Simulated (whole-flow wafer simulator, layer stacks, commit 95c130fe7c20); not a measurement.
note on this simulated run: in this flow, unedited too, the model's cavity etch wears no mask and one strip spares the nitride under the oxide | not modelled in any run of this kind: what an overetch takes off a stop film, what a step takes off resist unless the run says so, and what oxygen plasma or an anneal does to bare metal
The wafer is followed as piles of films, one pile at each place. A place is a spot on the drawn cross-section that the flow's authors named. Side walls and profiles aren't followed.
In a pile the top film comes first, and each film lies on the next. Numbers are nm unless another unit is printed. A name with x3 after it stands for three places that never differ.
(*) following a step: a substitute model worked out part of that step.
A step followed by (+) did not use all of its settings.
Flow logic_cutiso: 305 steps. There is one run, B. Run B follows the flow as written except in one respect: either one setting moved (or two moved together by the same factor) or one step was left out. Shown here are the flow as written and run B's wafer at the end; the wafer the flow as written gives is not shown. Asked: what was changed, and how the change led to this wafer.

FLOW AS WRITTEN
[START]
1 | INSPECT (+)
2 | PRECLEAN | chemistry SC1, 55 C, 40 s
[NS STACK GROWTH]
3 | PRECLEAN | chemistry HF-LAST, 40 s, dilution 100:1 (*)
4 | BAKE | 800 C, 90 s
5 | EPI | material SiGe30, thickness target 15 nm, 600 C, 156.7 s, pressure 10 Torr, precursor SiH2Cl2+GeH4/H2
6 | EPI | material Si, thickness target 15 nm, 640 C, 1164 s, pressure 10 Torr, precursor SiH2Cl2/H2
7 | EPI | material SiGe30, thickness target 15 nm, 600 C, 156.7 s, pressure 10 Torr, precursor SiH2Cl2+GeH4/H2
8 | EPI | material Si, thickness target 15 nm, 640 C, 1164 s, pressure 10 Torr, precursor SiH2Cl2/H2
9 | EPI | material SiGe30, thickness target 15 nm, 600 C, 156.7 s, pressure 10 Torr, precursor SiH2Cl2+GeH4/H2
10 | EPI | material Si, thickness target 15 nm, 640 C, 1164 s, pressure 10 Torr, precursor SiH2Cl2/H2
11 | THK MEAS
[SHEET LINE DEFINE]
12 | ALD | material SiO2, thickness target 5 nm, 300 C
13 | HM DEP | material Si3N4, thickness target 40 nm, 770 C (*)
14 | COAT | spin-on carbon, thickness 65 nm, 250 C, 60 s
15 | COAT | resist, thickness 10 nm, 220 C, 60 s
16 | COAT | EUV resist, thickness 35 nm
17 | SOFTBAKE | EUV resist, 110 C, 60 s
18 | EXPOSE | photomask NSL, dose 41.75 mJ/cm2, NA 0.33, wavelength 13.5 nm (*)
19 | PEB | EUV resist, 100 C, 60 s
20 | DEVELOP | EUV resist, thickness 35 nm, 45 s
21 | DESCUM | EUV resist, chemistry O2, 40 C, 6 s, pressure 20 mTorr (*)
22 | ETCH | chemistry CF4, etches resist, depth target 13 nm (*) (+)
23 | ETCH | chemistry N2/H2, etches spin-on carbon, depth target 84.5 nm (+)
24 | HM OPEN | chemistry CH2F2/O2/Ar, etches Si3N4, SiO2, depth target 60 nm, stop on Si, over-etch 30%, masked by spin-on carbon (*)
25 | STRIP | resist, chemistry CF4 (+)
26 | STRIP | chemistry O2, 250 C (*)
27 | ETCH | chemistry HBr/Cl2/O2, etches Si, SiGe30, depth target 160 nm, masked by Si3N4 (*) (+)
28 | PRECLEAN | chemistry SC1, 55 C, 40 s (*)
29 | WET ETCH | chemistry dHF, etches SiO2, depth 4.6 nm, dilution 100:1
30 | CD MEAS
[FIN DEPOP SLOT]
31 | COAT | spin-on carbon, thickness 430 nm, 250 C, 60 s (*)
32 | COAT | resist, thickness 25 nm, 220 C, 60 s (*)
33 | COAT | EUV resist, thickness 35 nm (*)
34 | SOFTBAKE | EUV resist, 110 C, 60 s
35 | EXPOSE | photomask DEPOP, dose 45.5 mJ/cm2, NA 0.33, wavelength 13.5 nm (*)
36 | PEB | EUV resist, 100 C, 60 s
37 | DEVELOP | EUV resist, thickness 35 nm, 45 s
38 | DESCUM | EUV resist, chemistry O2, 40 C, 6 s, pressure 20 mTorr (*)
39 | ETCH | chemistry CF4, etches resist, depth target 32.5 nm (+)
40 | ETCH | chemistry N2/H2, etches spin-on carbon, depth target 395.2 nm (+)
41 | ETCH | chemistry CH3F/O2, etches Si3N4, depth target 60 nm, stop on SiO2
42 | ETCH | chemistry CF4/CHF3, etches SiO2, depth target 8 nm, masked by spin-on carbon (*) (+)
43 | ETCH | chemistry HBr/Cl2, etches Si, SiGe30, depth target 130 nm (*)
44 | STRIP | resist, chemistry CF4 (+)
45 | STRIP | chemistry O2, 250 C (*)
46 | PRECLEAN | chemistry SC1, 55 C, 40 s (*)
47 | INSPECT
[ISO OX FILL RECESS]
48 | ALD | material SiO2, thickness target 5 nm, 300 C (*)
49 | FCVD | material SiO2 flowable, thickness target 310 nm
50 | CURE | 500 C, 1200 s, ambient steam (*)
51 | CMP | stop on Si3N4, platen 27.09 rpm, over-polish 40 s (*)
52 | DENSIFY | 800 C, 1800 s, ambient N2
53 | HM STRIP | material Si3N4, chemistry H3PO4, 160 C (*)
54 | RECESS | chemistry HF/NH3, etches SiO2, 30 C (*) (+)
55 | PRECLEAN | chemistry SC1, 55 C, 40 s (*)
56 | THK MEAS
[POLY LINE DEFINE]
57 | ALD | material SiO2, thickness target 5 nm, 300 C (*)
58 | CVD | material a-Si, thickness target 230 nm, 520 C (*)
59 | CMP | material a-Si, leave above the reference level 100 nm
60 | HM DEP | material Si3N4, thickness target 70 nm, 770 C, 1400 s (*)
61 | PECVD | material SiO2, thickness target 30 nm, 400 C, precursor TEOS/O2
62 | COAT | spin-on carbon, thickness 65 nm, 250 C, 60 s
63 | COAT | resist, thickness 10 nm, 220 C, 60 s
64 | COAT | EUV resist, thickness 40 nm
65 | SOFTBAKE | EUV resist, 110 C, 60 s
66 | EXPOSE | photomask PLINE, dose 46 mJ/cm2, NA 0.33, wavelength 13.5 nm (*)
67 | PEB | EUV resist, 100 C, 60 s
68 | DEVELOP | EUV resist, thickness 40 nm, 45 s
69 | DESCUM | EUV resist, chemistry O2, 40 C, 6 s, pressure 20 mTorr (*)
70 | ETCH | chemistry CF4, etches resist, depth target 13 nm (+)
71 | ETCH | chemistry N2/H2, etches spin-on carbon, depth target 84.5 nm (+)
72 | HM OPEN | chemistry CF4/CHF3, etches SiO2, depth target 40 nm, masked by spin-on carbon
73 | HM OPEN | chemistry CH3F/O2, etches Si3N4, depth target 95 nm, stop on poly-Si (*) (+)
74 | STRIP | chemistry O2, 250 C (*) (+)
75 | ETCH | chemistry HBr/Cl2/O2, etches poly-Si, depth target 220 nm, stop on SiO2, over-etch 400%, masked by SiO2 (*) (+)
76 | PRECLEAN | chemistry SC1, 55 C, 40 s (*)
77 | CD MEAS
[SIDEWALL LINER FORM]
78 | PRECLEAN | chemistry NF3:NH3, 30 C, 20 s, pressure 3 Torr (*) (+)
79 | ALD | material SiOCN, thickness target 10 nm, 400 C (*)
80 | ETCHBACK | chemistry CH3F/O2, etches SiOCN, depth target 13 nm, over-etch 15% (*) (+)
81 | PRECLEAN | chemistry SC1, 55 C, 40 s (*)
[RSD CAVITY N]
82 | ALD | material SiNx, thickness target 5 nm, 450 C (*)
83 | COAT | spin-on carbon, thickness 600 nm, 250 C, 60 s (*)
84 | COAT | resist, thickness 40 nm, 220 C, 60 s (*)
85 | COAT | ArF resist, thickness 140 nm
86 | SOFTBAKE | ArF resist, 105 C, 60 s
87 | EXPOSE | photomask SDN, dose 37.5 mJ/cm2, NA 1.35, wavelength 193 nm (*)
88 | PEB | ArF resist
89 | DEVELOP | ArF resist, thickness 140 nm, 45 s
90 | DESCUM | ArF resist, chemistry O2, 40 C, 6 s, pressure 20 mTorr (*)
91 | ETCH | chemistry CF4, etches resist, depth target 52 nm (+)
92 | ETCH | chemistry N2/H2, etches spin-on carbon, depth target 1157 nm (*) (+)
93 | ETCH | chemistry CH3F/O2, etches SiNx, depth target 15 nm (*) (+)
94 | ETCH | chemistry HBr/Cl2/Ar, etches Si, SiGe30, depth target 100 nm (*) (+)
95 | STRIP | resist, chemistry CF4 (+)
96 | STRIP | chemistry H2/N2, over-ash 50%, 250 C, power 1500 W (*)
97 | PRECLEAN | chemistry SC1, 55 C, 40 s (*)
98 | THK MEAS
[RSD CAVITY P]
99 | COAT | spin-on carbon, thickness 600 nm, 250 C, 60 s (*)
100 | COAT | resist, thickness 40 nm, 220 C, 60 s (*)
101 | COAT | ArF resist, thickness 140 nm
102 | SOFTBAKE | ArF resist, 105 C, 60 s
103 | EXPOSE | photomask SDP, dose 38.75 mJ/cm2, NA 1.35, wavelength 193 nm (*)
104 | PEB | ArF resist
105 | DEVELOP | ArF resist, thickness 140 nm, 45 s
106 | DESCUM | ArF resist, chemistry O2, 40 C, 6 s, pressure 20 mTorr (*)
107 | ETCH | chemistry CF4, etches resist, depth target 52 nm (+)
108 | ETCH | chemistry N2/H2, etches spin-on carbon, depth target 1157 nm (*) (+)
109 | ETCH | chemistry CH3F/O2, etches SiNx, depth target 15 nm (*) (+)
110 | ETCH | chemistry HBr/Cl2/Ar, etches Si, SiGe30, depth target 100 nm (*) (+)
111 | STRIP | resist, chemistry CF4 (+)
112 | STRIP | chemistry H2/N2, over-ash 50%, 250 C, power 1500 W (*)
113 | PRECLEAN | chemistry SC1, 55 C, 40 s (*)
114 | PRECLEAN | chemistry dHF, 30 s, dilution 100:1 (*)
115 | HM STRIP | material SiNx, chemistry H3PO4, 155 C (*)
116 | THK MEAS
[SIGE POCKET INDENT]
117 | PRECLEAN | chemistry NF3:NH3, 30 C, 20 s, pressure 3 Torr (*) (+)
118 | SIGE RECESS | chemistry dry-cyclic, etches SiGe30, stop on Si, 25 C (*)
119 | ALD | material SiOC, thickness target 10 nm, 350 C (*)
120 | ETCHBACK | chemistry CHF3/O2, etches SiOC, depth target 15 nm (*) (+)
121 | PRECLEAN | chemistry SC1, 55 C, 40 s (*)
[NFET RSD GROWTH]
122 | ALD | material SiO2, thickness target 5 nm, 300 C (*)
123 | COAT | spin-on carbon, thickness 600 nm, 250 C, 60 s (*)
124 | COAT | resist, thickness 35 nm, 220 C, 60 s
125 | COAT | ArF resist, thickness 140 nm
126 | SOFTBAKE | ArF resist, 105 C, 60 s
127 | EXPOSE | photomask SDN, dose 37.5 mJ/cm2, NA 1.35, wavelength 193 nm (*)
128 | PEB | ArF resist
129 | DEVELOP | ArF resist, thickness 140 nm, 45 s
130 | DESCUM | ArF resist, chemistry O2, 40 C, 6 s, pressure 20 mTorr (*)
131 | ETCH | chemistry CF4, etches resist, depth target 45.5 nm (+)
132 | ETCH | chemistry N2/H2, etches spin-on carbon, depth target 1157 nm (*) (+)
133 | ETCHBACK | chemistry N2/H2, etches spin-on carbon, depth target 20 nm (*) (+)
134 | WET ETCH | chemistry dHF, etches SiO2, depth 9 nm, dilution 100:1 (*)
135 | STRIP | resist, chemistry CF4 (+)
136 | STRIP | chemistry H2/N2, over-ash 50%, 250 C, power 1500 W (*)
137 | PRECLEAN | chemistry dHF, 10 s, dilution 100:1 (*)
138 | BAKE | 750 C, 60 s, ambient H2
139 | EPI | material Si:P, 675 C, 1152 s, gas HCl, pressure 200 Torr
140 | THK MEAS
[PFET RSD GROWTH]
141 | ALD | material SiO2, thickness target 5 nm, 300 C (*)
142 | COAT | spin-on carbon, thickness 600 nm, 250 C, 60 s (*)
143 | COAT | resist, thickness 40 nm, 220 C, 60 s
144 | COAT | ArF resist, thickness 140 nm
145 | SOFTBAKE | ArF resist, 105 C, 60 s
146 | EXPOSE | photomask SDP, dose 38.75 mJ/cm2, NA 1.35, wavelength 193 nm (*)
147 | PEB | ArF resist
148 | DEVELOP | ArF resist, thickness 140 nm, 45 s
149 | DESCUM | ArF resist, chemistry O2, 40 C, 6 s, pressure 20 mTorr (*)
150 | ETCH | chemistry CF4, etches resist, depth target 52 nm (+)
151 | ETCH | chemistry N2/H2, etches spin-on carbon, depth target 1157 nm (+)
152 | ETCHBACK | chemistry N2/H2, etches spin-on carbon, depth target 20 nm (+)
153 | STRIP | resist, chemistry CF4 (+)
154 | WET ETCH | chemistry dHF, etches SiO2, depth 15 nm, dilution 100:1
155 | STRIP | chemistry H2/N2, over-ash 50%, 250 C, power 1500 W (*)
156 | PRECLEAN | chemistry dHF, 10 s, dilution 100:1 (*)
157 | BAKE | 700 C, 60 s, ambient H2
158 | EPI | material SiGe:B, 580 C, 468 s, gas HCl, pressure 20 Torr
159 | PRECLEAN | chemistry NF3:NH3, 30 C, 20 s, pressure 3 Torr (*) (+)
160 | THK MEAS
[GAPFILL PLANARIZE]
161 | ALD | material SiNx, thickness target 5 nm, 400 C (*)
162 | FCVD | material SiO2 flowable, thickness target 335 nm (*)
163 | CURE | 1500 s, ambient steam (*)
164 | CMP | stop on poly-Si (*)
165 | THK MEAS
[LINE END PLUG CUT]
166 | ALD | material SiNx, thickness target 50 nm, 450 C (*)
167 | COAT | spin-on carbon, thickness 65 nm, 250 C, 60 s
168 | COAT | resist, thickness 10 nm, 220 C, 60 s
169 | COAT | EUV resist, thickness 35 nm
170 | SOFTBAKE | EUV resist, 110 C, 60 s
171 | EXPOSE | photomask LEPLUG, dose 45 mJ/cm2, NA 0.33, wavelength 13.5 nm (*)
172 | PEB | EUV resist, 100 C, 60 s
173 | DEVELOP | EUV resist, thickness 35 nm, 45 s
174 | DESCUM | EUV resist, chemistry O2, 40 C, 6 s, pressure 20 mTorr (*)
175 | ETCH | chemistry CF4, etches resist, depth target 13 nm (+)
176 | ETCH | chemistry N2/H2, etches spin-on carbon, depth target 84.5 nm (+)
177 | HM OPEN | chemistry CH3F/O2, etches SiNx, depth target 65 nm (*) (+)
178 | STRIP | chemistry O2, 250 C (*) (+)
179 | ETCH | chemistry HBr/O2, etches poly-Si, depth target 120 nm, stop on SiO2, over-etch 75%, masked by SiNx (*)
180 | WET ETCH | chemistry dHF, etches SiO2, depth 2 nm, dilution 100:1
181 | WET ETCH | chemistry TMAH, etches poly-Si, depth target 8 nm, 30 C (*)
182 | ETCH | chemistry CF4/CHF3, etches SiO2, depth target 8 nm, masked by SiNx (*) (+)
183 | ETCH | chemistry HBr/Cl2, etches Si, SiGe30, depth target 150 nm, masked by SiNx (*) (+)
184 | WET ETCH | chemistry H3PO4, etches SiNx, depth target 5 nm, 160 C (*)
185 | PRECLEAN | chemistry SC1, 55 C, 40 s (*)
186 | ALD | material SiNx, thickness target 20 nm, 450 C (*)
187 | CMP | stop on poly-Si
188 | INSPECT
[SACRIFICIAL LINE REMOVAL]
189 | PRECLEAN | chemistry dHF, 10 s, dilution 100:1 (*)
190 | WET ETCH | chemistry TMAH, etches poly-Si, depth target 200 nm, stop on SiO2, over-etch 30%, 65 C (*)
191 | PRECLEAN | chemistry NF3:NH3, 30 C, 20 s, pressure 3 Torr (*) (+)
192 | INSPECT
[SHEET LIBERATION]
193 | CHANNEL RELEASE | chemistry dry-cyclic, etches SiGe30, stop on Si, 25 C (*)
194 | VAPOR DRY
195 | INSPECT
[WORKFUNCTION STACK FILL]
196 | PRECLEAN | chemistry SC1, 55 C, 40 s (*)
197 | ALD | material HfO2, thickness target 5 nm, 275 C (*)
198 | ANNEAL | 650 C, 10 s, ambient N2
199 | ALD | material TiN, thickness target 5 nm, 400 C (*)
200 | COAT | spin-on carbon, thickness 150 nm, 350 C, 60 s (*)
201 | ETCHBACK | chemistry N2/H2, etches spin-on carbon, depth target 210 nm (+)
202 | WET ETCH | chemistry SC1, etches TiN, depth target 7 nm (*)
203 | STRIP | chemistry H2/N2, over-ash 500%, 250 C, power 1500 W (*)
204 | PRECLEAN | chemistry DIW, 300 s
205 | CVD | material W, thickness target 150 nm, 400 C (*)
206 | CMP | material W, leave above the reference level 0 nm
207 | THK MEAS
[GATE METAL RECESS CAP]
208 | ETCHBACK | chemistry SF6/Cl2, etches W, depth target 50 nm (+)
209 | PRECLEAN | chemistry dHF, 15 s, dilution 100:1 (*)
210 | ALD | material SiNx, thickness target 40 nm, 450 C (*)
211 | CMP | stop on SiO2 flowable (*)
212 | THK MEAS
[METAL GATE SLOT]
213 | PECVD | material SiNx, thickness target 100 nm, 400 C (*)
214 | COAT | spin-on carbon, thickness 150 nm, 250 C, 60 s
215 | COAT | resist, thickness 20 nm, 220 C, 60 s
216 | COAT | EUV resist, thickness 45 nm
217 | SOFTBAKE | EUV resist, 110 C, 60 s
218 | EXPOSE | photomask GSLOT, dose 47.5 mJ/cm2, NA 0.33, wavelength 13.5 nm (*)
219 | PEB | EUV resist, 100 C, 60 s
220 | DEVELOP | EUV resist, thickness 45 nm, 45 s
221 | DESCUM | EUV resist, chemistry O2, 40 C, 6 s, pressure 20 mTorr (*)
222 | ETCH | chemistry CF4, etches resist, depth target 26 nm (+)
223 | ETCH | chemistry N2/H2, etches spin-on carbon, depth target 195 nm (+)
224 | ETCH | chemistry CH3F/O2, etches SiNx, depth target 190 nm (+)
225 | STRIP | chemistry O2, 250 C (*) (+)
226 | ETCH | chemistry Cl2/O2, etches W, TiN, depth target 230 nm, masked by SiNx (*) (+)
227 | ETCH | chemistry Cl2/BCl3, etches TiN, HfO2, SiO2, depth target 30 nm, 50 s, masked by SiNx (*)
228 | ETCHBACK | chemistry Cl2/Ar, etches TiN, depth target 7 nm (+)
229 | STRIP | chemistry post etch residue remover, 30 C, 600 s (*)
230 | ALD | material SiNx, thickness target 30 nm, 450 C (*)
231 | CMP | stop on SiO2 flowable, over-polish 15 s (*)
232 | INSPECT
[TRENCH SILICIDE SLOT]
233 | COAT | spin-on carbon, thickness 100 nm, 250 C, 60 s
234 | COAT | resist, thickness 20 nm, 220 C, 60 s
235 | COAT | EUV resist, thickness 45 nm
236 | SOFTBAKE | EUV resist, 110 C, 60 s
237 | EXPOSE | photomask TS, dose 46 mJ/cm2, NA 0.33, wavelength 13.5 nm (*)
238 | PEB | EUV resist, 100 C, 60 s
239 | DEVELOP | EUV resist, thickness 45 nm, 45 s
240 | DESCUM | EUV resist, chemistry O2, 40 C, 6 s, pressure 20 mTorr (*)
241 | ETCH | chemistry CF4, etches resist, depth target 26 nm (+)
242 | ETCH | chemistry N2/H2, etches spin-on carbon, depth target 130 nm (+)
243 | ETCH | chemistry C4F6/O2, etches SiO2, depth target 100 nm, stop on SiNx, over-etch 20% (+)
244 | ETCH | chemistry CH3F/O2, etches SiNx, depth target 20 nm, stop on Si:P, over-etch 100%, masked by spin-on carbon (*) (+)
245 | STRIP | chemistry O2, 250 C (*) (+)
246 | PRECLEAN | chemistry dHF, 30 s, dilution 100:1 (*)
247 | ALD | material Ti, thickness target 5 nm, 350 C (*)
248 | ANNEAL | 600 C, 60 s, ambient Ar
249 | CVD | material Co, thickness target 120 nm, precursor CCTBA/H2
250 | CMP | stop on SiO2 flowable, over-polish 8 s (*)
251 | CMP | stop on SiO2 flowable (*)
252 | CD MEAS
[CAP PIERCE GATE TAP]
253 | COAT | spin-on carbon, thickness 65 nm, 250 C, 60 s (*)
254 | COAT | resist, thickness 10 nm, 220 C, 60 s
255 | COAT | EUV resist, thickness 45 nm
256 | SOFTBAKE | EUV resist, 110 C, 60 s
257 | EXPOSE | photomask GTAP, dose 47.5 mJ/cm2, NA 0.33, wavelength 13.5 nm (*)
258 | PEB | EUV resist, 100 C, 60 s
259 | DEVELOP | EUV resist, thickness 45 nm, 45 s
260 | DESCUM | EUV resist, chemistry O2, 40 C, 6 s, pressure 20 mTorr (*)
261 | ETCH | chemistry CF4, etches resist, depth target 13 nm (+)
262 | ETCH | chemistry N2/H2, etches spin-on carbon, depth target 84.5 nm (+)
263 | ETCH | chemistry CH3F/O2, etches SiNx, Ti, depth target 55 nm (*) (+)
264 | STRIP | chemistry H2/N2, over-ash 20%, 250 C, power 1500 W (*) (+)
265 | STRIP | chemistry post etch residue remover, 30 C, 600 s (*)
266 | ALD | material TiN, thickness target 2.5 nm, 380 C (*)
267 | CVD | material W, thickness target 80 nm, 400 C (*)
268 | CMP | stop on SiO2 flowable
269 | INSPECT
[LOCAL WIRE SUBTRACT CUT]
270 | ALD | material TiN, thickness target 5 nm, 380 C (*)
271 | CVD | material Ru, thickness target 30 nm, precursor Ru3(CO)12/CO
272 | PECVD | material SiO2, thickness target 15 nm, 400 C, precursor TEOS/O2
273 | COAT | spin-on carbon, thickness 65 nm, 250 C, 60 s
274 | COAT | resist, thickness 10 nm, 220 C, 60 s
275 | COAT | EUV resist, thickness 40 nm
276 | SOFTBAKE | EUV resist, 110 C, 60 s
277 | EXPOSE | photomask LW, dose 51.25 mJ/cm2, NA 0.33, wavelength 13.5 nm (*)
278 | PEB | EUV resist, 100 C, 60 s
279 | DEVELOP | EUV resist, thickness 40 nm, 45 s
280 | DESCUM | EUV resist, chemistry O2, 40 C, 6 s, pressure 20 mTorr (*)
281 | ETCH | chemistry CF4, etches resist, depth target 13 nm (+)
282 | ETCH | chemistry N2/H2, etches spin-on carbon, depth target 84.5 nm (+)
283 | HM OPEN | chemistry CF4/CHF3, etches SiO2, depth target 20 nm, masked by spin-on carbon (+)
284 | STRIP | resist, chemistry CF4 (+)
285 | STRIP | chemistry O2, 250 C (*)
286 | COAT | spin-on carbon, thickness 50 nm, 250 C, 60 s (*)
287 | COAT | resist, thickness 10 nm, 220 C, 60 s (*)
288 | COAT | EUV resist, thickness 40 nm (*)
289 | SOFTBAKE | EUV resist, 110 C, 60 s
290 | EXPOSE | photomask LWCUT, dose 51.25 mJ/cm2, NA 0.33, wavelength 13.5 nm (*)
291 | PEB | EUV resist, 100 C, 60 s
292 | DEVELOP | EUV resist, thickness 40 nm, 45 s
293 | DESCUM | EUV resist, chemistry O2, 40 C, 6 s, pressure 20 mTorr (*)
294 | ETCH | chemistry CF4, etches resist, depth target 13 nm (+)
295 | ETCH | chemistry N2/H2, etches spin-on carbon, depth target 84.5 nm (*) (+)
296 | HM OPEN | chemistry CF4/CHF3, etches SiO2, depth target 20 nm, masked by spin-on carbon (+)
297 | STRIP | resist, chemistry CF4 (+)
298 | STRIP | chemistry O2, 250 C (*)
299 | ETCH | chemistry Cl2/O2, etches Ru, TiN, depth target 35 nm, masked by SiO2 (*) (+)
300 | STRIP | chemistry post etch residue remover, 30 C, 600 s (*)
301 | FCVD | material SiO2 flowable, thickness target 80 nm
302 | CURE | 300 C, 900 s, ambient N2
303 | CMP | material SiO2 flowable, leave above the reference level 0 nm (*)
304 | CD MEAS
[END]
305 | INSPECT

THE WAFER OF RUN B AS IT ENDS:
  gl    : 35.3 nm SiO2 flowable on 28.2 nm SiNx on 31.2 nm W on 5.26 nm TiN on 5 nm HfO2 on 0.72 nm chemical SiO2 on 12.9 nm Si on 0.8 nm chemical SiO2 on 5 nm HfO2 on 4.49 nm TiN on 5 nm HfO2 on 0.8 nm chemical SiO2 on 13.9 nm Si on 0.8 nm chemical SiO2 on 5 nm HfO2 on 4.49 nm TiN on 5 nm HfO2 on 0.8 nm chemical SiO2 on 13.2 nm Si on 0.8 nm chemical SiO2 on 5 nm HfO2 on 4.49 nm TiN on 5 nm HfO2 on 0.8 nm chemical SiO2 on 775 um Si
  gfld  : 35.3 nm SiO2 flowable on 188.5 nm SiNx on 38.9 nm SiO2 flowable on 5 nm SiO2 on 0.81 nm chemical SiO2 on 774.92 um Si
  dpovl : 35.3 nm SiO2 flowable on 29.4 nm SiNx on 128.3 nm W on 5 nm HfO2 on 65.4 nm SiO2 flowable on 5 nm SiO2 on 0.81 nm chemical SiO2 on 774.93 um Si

Cause: step 6, EPI: 1106 s was run, while the flow as written has 1164 s.

The path from the change to this, step by step:
  6 | EPI | material Si, thickness target 15 nm, 640 C, 1164 s, pressure 10 Torr, precursor SiH2Cl2/H2
      depop, dpovl, gfld and 19 more: +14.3 Si (new film) (as written it would have been: +15 Si (new film))
  27 | ETCH | chemistry HBr/Cl2/O2, etches Si, SiGe30, depth target 160 nm, masked by Si3N4 (*) (+)
      gfld, gxf, iso, lnri: -0.79 chemical SiO2 (all of it), -11.4 Si (all of it), -15 SiGe30 (all of it), -15 Si (all of it), -15 SiGe30 (all of it), -14.3 Si (all of it), -15 SiGe30 (all of it), -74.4 Si (as written it would have been: -0.79 chemical SiO2 (all of it), -11.4 Si (all of it), -15 SiGe30 (all of it), -15 Si (all of it), -15 SiGe30 (all of it), -15 Si (all of it), -15 SiGe30 (all of it), -73.6 Si)
      dpovl, nsgap: -0.79 chemical SiO2 (all of it), -11.8 Si (all of it), -15 SiGe30 (all of it), -15 Si (all of it), -15 SiGe30 (all of it), -14.3 Si (all of it), -15 SiGe30 (all of it), -74 Si (as written it would have been: -0.79 chemical SiO2 (all of it), -11.8 Si (all of it), -15 SiGe30 (all of it), -15 Si (all of it), -15 SiGe30 (all of it), -15 Si (all of it), -15 SiGe30 (all of it), -73.2 Si)
      (as well as at 1 more place)
  43 | ETCH | chemistry HBr/Cl2, etches Si, SiGe30, depth target 130 nm (*)
      depop: -14 Si (all of it), -15 SiGe30 (all of it), -15 Si (all of it), -15 SiGe30 (all of it), -14.3 Si (all of it), -15 SiGe30 (all of it), -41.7 Si (as written it would have been: -14 Si (all of it), -15 SiGe30 (all of it), -15 Si (all of it), -15 SiGe30 (all of it), -15 Si (all of it), -15 SiGe30 (all of it), -41 Si)
  94 | ETCH | chemistry HBr/Cl2/Ar, etches Si, SiGe30, depth target 100 nm (*) (+)
      rsdn, rsdx: -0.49 chemical SiO2 (all of it), -12.8 Si (all of it), -15 SiGe30 (all of it), -15 Si (all of it), -15 SiGe30 (all of it), -14.3 Si (all of it), -15 SiGe30 (all of it), -12.9 Si (as written it would have been: -0.49 chemical SiO2 (all of it), -12.8 Si (all of it), -15 SiGe30 (all of it), -15 Si (all of it), -15 SiGe30 (all of it), -15 Si (all of it), -15 SiGe30 (all of it), -12.2 Si)
  110 | ETCH | chemistry HBr/Cl2/Ar, etches Si, SiGe30, depth target 100 nm (*) (+)
      rsdp, rsdw: -0.49 chemical SiO2 (all of it), -12.8 Si (all of it), -15 SiGe30 (all of it), -15 Si (all of it), -15 SiGe30 (all of it), -14.3 Si (all of it), -15 SiGe30 (all of it), -12.9 Si (as written it would have been: -0.49 chemical SiO2 (all of it), -12.8 Si (all of it), -15 SiGe30 (all of it), -15 Si (all of it), -15 SiGe30 (all of it), -15 Si (all of it), -15 SiGe30 (all of it), -12.2 Si)
  183 | ETCH | chemistry HBr/Cl2, etches Si, SiGe30, depth target 150 nm, masked by SiNx (*) (+)
      plug: -13.6 Si (all of it), -15 SiGe30 (all of it), -15 Si (all of it), -15 SiGe30 (all of it), -14.3 Si (all of it), -15 SiGe30 (all of it), -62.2 Si (as written it would have been: -13.6 Si (all of it), -15 SiGe30 (all of it), -15 Si (all of it), -15 SiGe30 (all of it), -15 Si (all of it), -15 SiGe30 (all of it), -61.4 Si)
